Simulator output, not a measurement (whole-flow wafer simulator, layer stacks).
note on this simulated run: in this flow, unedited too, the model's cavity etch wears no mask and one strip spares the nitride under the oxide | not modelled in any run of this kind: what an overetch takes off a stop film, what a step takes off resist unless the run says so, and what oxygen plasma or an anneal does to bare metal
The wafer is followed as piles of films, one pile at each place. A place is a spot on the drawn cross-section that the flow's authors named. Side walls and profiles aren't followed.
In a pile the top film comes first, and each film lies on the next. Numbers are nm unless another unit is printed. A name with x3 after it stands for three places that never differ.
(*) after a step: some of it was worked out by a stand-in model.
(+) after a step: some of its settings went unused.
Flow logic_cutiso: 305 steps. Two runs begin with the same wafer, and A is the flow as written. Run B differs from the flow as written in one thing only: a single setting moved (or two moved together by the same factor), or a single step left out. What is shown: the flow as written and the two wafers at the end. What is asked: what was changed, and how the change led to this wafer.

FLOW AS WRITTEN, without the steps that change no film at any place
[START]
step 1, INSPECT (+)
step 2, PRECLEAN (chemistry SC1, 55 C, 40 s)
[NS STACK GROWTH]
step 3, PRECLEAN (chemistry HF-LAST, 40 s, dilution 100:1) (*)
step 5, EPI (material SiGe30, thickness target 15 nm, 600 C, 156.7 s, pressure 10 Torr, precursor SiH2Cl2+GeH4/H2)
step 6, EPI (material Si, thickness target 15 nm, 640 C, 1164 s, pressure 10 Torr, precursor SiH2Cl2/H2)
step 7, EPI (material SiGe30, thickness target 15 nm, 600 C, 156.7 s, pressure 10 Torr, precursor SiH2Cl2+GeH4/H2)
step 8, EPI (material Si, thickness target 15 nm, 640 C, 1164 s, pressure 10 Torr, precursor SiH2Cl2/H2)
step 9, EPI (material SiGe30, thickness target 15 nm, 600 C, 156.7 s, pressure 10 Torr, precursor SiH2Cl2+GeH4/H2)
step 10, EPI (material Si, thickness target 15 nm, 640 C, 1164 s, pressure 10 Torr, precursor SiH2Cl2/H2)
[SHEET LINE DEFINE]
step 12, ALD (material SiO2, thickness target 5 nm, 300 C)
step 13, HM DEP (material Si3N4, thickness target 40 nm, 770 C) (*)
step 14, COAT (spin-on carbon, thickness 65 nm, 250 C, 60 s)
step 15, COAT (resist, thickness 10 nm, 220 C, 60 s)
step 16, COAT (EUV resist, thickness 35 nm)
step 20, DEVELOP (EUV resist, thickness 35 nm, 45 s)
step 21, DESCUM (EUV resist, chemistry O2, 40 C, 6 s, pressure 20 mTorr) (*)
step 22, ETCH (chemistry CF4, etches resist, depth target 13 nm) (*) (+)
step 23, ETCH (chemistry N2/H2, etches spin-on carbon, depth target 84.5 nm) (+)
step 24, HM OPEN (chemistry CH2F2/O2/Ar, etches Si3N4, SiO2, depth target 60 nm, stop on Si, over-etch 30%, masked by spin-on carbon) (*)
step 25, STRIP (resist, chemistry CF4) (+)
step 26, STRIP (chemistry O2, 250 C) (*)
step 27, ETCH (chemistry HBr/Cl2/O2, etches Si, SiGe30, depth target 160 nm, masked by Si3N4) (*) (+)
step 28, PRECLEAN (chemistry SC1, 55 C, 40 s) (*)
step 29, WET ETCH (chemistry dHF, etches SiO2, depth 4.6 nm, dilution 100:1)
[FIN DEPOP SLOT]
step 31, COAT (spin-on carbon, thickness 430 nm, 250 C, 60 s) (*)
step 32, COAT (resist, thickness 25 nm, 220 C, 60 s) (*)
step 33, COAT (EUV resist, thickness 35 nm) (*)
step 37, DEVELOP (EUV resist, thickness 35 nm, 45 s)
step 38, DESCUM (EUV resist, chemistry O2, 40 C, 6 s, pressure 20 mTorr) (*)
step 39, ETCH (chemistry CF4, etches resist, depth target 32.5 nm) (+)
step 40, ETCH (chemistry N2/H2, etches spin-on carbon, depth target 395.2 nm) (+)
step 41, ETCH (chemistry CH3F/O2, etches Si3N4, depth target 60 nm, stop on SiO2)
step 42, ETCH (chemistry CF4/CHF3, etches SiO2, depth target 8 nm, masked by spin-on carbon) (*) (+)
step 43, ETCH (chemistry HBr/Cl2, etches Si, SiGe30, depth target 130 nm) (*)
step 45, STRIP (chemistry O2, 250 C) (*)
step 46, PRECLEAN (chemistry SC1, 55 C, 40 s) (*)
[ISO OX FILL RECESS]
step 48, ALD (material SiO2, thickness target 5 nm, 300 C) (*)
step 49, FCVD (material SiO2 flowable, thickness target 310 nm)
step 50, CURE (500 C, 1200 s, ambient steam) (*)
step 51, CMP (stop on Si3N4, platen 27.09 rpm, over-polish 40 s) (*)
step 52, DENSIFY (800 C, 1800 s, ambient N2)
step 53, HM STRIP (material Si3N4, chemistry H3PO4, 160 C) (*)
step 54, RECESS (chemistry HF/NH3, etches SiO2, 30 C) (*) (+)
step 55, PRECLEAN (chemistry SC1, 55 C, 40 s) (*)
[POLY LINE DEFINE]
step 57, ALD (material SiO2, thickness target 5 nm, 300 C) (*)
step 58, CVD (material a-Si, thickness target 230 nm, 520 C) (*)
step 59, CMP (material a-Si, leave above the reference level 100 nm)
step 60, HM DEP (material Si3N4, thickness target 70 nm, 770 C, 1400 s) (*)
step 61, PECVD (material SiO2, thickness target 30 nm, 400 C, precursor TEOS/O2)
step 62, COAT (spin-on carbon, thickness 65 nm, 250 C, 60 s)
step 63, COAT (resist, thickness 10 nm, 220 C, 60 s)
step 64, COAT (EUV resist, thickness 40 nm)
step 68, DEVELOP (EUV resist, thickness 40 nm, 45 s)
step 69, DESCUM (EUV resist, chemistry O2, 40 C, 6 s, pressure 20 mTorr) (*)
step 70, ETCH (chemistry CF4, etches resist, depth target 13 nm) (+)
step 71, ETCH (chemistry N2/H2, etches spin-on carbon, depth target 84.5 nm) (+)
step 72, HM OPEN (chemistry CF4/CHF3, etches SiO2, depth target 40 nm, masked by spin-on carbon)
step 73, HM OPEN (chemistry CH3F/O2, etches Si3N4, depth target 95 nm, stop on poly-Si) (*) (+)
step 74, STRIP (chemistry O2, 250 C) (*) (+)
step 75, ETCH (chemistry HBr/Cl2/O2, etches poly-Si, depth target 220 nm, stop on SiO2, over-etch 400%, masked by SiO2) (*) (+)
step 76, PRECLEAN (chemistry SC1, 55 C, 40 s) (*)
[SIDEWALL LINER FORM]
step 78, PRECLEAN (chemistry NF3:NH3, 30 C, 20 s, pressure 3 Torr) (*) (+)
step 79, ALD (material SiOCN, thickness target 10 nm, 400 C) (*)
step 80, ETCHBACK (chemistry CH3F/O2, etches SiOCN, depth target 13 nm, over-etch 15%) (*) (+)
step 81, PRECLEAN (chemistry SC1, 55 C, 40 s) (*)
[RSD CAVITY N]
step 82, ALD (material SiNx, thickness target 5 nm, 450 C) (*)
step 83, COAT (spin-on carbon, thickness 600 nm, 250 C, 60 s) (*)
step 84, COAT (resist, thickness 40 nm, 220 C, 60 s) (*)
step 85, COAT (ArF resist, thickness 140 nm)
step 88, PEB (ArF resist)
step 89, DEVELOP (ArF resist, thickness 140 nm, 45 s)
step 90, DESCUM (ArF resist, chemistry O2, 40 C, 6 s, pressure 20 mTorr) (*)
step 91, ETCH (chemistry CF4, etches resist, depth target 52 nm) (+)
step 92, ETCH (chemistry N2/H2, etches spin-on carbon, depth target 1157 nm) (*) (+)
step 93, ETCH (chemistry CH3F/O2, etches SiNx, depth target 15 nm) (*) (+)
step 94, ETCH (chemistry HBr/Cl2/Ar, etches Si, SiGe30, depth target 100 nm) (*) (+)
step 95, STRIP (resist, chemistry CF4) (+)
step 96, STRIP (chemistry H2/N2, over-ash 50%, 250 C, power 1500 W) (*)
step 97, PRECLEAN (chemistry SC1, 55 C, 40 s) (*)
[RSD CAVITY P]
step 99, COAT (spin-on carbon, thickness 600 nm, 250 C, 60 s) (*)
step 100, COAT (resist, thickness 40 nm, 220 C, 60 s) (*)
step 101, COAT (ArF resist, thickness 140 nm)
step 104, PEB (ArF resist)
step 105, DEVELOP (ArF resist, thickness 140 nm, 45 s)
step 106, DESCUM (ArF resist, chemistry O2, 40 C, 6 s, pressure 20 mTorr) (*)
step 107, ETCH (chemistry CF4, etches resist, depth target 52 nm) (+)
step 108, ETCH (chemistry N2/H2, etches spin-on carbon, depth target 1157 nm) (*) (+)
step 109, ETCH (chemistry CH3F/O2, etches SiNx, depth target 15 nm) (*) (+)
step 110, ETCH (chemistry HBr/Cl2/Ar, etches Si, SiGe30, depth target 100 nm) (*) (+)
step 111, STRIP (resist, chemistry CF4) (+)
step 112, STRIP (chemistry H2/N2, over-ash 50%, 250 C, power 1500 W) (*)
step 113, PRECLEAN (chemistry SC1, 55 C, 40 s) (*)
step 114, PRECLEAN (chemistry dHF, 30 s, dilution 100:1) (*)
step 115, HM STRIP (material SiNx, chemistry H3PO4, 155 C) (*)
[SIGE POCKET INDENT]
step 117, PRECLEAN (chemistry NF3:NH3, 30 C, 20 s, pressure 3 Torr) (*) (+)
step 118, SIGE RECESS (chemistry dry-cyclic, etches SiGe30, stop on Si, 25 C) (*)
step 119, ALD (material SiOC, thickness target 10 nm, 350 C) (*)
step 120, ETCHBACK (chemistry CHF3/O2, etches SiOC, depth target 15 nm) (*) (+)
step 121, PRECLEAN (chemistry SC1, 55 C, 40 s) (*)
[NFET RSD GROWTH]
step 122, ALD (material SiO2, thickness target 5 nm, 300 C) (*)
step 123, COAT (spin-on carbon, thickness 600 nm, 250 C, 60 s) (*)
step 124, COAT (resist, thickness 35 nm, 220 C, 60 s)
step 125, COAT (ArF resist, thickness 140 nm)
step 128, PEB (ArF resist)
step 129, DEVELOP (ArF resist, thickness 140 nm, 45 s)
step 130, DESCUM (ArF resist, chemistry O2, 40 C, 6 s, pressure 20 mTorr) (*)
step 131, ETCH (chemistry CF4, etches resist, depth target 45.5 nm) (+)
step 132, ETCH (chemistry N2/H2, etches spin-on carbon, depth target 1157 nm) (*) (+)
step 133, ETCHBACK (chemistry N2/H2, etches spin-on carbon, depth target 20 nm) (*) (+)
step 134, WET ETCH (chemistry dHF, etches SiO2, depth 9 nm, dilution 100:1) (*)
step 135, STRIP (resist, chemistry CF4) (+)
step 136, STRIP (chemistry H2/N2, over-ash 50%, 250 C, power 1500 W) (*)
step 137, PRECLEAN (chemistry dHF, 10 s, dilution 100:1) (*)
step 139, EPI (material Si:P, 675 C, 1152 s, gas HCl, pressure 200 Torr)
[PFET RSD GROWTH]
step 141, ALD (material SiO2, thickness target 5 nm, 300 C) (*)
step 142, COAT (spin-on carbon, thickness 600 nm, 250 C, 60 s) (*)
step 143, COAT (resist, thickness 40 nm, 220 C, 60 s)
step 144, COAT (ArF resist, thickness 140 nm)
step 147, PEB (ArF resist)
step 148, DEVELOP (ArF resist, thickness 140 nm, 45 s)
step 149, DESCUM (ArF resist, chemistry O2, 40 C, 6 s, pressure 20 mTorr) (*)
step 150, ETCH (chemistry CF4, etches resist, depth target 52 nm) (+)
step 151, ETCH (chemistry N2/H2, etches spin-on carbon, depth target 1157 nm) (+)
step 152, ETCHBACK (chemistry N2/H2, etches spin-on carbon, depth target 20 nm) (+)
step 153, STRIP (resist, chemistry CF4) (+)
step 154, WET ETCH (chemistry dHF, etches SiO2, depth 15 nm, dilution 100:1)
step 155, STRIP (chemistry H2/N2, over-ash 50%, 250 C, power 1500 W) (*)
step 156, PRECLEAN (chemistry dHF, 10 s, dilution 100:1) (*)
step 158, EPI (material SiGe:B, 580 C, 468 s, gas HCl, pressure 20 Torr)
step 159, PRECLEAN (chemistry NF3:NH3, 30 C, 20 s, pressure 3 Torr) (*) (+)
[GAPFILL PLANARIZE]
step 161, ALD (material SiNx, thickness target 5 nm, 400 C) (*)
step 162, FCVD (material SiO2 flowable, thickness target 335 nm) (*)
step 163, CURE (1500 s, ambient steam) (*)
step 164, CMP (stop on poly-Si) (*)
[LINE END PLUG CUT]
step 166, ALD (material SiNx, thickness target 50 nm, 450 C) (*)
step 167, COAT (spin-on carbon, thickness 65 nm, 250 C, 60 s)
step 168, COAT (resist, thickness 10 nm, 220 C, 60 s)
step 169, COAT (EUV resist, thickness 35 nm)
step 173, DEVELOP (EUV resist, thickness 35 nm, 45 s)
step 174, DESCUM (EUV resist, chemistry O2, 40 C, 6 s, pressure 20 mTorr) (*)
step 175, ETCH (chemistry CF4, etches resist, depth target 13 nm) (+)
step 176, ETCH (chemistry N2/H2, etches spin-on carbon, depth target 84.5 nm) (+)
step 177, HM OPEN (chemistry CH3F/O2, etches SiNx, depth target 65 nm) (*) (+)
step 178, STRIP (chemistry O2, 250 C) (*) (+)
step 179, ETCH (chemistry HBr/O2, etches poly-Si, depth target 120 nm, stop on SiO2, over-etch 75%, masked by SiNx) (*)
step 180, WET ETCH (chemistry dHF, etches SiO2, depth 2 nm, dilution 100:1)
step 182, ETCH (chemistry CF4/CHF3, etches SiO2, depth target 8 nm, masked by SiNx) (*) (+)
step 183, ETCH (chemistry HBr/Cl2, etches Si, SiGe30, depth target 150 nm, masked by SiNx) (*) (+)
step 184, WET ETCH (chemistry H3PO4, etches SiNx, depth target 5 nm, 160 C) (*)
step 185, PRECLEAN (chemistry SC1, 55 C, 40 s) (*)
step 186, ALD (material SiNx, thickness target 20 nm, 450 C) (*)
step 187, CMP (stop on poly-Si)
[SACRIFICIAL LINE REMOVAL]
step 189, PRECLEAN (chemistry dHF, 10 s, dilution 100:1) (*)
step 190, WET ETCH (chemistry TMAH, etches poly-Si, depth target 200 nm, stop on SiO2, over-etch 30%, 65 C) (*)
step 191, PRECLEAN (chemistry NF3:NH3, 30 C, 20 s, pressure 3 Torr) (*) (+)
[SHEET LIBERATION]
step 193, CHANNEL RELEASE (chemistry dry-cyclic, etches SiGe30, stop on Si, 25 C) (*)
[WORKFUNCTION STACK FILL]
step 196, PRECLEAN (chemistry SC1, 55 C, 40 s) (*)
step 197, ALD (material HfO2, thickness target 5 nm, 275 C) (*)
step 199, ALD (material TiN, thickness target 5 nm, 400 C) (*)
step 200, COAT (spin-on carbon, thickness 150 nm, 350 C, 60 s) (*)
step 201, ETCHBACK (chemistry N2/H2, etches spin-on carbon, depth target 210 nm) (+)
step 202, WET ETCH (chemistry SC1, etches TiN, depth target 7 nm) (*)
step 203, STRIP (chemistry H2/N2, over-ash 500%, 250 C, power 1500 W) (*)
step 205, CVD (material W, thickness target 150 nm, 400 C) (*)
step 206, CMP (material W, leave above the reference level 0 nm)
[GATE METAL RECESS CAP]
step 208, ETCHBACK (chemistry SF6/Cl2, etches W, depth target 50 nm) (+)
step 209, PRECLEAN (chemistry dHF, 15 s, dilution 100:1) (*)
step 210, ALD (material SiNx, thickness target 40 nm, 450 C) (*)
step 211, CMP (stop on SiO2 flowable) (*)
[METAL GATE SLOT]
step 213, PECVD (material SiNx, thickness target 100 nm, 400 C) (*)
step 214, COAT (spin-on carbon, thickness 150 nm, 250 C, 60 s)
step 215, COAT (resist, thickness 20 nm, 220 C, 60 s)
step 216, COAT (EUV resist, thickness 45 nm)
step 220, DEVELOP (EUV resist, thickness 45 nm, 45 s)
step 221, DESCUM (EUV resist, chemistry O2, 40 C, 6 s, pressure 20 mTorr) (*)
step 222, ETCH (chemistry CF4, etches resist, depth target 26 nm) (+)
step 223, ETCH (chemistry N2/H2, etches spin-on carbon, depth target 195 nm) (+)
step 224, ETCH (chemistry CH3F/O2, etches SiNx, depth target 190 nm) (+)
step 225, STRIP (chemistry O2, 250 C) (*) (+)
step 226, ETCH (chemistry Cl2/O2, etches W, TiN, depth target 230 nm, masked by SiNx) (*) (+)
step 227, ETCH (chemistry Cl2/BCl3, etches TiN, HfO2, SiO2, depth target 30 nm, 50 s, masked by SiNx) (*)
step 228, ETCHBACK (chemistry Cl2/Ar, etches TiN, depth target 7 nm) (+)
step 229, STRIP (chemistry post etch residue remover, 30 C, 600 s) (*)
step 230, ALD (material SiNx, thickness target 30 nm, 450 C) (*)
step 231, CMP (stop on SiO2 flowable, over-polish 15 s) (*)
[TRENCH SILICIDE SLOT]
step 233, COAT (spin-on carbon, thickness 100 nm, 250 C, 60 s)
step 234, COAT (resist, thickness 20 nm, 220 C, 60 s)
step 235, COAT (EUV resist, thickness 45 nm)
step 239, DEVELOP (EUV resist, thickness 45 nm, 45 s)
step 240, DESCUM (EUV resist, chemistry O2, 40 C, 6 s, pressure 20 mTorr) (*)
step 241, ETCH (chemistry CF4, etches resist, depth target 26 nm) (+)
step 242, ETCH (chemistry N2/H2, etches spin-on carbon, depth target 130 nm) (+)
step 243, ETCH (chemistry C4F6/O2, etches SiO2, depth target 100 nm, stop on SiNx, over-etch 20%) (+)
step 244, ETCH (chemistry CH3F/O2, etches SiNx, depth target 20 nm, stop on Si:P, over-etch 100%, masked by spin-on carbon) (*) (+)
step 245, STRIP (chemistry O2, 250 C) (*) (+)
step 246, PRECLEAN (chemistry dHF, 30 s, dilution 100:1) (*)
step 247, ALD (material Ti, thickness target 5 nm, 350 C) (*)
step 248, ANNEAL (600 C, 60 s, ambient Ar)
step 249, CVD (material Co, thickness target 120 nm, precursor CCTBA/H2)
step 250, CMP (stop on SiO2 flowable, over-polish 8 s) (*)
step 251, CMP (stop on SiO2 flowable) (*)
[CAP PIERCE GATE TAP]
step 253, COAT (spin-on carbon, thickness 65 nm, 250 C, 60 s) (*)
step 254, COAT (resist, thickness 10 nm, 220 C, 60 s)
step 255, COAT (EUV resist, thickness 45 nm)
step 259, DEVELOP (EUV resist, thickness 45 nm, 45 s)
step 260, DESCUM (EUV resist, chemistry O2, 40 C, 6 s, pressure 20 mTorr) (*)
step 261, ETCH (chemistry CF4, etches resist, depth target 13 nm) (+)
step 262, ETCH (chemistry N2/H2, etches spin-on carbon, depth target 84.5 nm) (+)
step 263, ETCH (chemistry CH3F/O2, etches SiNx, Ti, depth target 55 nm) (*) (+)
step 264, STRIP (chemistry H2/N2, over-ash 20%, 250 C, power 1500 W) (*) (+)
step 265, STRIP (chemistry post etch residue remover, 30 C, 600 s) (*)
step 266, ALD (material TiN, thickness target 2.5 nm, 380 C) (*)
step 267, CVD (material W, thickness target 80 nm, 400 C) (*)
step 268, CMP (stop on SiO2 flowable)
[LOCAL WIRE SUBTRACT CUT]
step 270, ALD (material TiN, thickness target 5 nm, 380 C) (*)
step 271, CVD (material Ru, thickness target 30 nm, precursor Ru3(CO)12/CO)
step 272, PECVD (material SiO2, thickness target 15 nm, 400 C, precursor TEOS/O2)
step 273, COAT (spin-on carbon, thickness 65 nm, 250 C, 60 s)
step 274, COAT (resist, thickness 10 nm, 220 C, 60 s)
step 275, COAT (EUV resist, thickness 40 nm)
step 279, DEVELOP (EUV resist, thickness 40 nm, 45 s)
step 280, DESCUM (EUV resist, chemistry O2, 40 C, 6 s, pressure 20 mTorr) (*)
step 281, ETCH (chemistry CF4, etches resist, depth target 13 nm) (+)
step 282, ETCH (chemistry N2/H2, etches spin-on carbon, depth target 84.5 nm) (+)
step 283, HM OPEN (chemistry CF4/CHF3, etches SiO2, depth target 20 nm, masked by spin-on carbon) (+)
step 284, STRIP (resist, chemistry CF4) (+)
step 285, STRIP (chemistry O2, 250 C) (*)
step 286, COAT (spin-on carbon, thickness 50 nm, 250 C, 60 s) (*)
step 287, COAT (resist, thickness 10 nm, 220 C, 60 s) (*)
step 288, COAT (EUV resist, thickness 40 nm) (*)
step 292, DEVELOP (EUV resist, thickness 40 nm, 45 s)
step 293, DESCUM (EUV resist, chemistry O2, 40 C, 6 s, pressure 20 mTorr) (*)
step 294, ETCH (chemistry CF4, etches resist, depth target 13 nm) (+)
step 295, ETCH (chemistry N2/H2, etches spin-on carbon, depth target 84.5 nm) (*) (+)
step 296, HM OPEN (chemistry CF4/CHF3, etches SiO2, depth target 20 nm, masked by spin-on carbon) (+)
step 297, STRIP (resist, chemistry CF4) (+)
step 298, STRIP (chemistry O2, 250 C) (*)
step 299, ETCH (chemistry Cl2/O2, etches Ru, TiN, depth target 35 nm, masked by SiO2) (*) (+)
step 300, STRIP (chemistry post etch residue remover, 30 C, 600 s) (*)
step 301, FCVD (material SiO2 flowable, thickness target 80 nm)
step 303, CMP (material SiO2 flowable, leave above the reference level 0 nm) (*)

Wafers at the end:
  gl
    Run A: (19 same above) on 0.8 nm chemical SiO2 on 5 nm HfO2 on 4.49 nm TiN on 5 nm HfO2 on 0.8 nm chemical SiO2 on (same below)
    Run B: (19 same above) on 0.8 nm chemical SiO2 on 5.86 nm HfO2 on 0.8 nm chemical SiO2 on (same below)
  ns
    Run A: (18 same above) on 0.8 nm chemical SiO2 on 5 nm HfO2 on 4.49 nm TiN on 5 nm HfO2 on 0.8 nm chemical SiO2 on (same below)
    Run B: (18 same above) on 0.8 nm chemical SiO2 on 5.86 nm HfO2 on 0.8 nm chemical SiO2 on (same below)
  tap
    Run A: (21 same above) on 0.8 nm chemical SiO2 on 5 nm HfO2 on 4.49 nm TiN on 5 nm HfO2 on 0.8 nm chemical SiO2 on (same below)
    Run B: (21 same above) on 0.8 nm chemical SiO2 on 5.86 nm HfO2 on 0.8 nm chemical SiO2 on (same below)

What caused this: step 5, EPI: 66.6 s was run, while the flow as written has 156.7 s.

Step by step, how the change led to this:
  step 5, EPI (material SiGe30, thickness target 15 nm, 600 C, 156.7 s, pressure 10 Torr, precursor SiH2Cl2+GeH4/H2)
      depop, dpovl, gfld and 19 more: A SiGe30 gains 15 (new film) | B SiGe30 gains 6.38 (new film)
  step 27, ETCH (chemistry HBr/Cl2/O2, etches Si, SiGe30, depth target 160 nm, masked by Si3N4) (*) (+)
      gfld, gxf, iso, lnri: A chemical SiO2 loses 0.79 (all of it), Si loses 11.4 (all of it), SiGe30 loses 15 (all of it), Si loses 15 (all of it), SiGe30 loses 15 (all of it), Si loses 15 (all of it), SiGe30 loses 15 (all of it), Si loses 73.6 | B chemical SiO2 loses 0.79 (all of it), Si loses 11.4 (all of it), SiGe30 loses 15 (all of it), Si loses 15 (all of it), SiGe30 loses 15 (all of it), Si loses 15 (all of it), SiGe30 loses 6.38 (all of it), Si loses 82.3
      dpovl, nsgap: A chemical SiO2 loses 0.79 (all of it), Si loses 11.8 (all of it), SiGe30 loses 15 (all of it), Si loses 15 (all of it), SiGe30 loses 15 (all of it), Si loses 15 (all of it), SiGe30 loses 15 (all of it), Si loses 73.2 | B chemical SiO2 loses 0.79 (all of it), Si loses 11.8 (all of it), SiGe30 loses 15 (all of it), Si loses 15 (all of it), SiGe30 loses 15 (all of it), Si loses 15 (all of it), SiGe30 loses 6.38 (all of it), Si loses 81.9
      (also at 1 further place)
  step 43, ETCH (chemistry HBr/Cl2, etches Si, SiGe30, depth target 130 nm) (*)
      depop: A Si loses 14 (all of it), SiGe30 loses 15 (all of it), Si loses 15 (all of it), SiGe30 loses 15 (all of it), Si loses 15 (all of it), SiGe30 loses 15 (all of it), Si loses 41 | B Si loses 14 (all of it), SiGe30 loses 15 (all of it), Si loses 15 (all of it), SiGe30 loses 15 (all of it), Si loses 15 (all of it), SiGe30 loses 6.38 (all of it), Si loses 49.6
  step 94, ETCH (chemistry HBr/Cl2/Ar, etches Si, SiGe30, depth target 100 nm) (*) (+)
      rsdn, rsdx: A chemical SiO2 loses 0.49 (all of it), Si loses 12.8 (all of it), SiGe30 loses 15 (all of it), Si loses 15 (all of it), SiGe30 loses 15 (all of it), Si loses 15 (all of it), SiGe30 loses 15 (all of it), Si loses 12.2 | B chemical SiO2 loses 0.49 (all of it), Si loses 12.8 (all of it), SiGe30 loses 15 (all of it), Si loses 15 (all of it), SiGe30 loses 15 (all of it), Si loses 15 (all of it), SiGe30 loses 6.38 (all of it), Si loses 20.8
  step 110, ETCH (chemistry HBr/Cl2/Ar, etches Si, SiGe30, depth target 100 nm) (*) (+)
      rsdp, rsdw: A chemical SiO2 loses 0.49 (all of it), Si loses 12.8 (all of it), SiGe30 loses 15 (all of it), Si loses 15 (all of it), SiGe30 loses 15 (all of it), Si loses 15 (all of it), SiGe30 loses 15 (all of it), Si loses 12.2 | B chemical SiO2 loses 0.49 (all of it), Si loses 12.8 (all of it), SiGe30 loses 15 (all of it), Si loses 15 (all of it), SiGe30 loses 15 (all of it), Si loses 15 (all of it), SiGe30 loses 6.38 (all of it), Si loses 20.8
  step 118, SIGE RECESS (chemistry dry-cyclic, etches SiGe30, stop on Si, 25 C) (*)
      lnr, lnrp, lnrt: A SiOCN loses 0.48, Si loses 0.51, cavity gains 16 (new film), SiGe30 loses 15 (all of it), Si loses 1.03, cavity gains 16 (new film), SiGe30 loses 15 (all of it), Si loses 1.03, cavity gains 16 (new film), SiGe30 loses 15 (all of it), Si loses 0.51 | B SiOCN loses 0.48, Si loses 0.51, cavity gains 16 (new film), SiGe30 loses 15 (all of it), Si loses 1.03, cavity gains 16 (new film), SiGe30 loses 15 (all of it), Si loses 1.03, cavity gains 7.4 (new film), SiGe30 loses 6.38 (all of it), Si loses 0.51
  step 119, ALD (material SiOC, thickness target 10 nm, 350 C) (*)
      lnr, lnrp, lnrt: A SiOC gains 10 (new film), SiOC gains 16 (new film), cavity loses 16 (all of it), SiOC gains 16 (new film), cavity loses 16 (all of it), SiOC gains 16 (new film), cavity loses 16 (all of it) | B SiOC gains 10 (new film), SiOC gains 16 (new film), cavity loses 16 (all of it), SiOC gains 16 (new film), cavity loses 16 (all of it), SiOC gains 7.4 (new film), cavity loses 7.4 (all of it)
  step 183, ETCH (chemistry HBr/Cl2, etches Si, SiGe30, depth target 150 nm, masked by SiNx) (*) (+)
      plug: A Si loses 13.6 (all of it), SiGe30 loses 15 (all of it), Si loses 15 (all of it), SiGe30 loses 15 (all of it), Si loses 15 (all of it), SiGe30 loses 15 (all of it), Si loses 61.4 | B Si loses 13.6 (all of it), SiGe30 loses 15 (all of it), Si loses 15 (all of it), SiGe30 loses 15 (all of it), Si loses 15 (all of it), SiGe30 loses 6.38 (all of it), Si loses 70.1
  step 193, CHANNEL RELEASE (chemistry dry-cyclic, etches SiGe30, stop on Si, 25 C) (*)
      gl, glp, gxn, gxp, ns, tap: A chemical SiO2 gains 0.8 (new film), Si loses 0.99, chemical SiO2 gains 0.8 (new film), cavity gains 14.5 (new film), chemical SiO2 gains 0.8 (new film), SiGe30 loses 15 (all of it), Si loses 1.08, chemical SiO2 gains 0.8 (new film), cavity gains 14.5 (new film), chemical SiO2 gains 0.8 (new film), SiGe30 loses 15 (all of it), Si loses 1.08, chemical SiO2 gains 0.8 (new film), cavity gains 14.5 (new film), chemical SiO2 gains 0.8 (new film), SiGe30 loses 15 (all of it), Si loses 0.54 | B chemical SiO2 gains 0.8 (new film), Si loses 0.99, chemical SiO2 gains 0.8 (new film), cavity gains 14.5 (new film), chemical SiO2 gains 0.8 (new film), SiGe30 loses 15 (all of it), Si loses 1.08, chemical SiO2 gains 0.8 (new film), cavity gains 14.5 (new film), chemical SiO2 gains 0.8 (new film), SiGe30 loses 15 (all of it), Si loses 1.08, chemical SiO2 gains 0.8 (new film), cavity gains 5.86 (new film), chemical SiO2 gains 0.8 (new film), SiGe30 loses 6.38 (all of it), Si loses 0.54
  step 197, ALD (material HfO2, thickness target 5 nm, 275 C) (*)
      gl, glp, gxn, gxp, ns, tap: A HfO2 gains 5 (new film), HfO2 gains 5 (new film), cavity loses 10, HfO2 gains 5 (new film), HfO2 gains 5 (new film), cavity loses 10, HfO2 gains 5 (new film), HfO2 gains 5 (new film), cavity loses 10, HfO2 gains 5 (new film) | B HfO2 gains 5 (new film), HfO2 gains 5 (new film), cavity loses 10, HfO2 gains 5 (new film), HfO2 gains 5 (new film), cavity loses 10, HfO2 gains 5 (new film), HfO2 gains 5.86 (new film), cavity loses 5.86 (all of it)
  step 199, ALD (material TiN, thickness target 5 nm, 400 C) (*)
      gl, glp, tap: A TiN gains 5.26 (new film), TiN gains 4.49 (new film), cavity loses 4.49 (all of it), TiN gains 4.49 (new film), cavity loses 4.49 (all of it), TiN gains 4.49 (new film), cavity loses 4.49 (all of it) | B TiN gains 5.26 (new film), TiN gains 4.49 (new film), cavity loses 4.49 (all of it), TiN gains 4.49 (new film), cavity loses 4.49 (all of it)
      gxn, gxp, ns: A TiN gains 5 (new film), TiN gains 4.49 (new film), cavity loses 4.49 (all of it), TiN gains 4.49 (new film), cavity loses 4.49 (all of it), TiN gains 4.49 (new film), cavity loses 4.49 (all of it) | B TiN gains 5 (new film), TiN gains 4.49 (new film), cavity loses 4.49 (all of it), TiN gains 4.49 (new film), cavity loses 4.49 (all of it)
Taking metal films that touch as one body, gl has 3 bodies (between them, from the top down: HfO2 5 / chemical SiO2 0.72 / Si 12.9 / chemical SiO2 0.8 / HfO2 5; HfO2 5 / chemical SiO2 0.8 / Si 13.9 / chemical SiO2 0.8 / HfO2 5); the flow as written gives 4 bodies (between them, from the top down: HfO2 5 / chemical SiO2 0.72 / Si 12.9 / chemical SiO2 0.8 / HfO2 5; HfO2 5 / chemical SiO2 0.8 / Si 13.9 / chemical SiO2 0.8 / HfO2 5; HfO2 5 / chemical SiO2 0.8 / Si 13.9 / chemical SiO2 0.8 / HfO2 5).
Taking metal films that touch as one body, ns has 3 bodies (between them, from the top down: HfO2 5 / chemical SiO2 0.72 / Si 12.9 / chemical SiO2 0.8 / HfO2 5; HfO2 5 / chemical SiO2 0.8 / Si 13.9 / chemical SiO2 0.8 / HfO2 5); the flow as written gives 4 bodies (between them, from the top down: HfO2 5 / chemical SiO2 0.72 / Si 12.9 / chemical SiO2 0.8 / HfO2 5; HfO2 5 / chemical SiO2 0.8 / Si 13.9 / chemical SiO2 0.8 / HfO2 5; HfO2 5 / chemical SiO2 0.8 / Si 13.9 / chemical SiO2 0.8 / HfO2 5).
Taking metal films that touch as one body, tap has 3 bodies (between them, from the top down: HfO2 5 / chemical SiO2 0.72 / Si 12.9 / chemical SiO2 0.8 / HfO2 5; HfO2 5 / chemical SiO2 0.8 / Si 13.9 / chemical SiO2 0.8 / HfO2 5); the flow as written gives 4 bodies (between them, from the top down: HfO2 5 / chemical SiO2 0.72 / Si 12.9 / chemical SiO2 0.8 / HfO2 5; HfO2 5 / chemical SiO2 0.8 / Si 13.9 / chemical SiO2 0.8 / HfO2 5; HfO2 5 / chemical SiO2 0.8 / Si 13.9 / chemical SiO2 0.8 / HfO2 5).
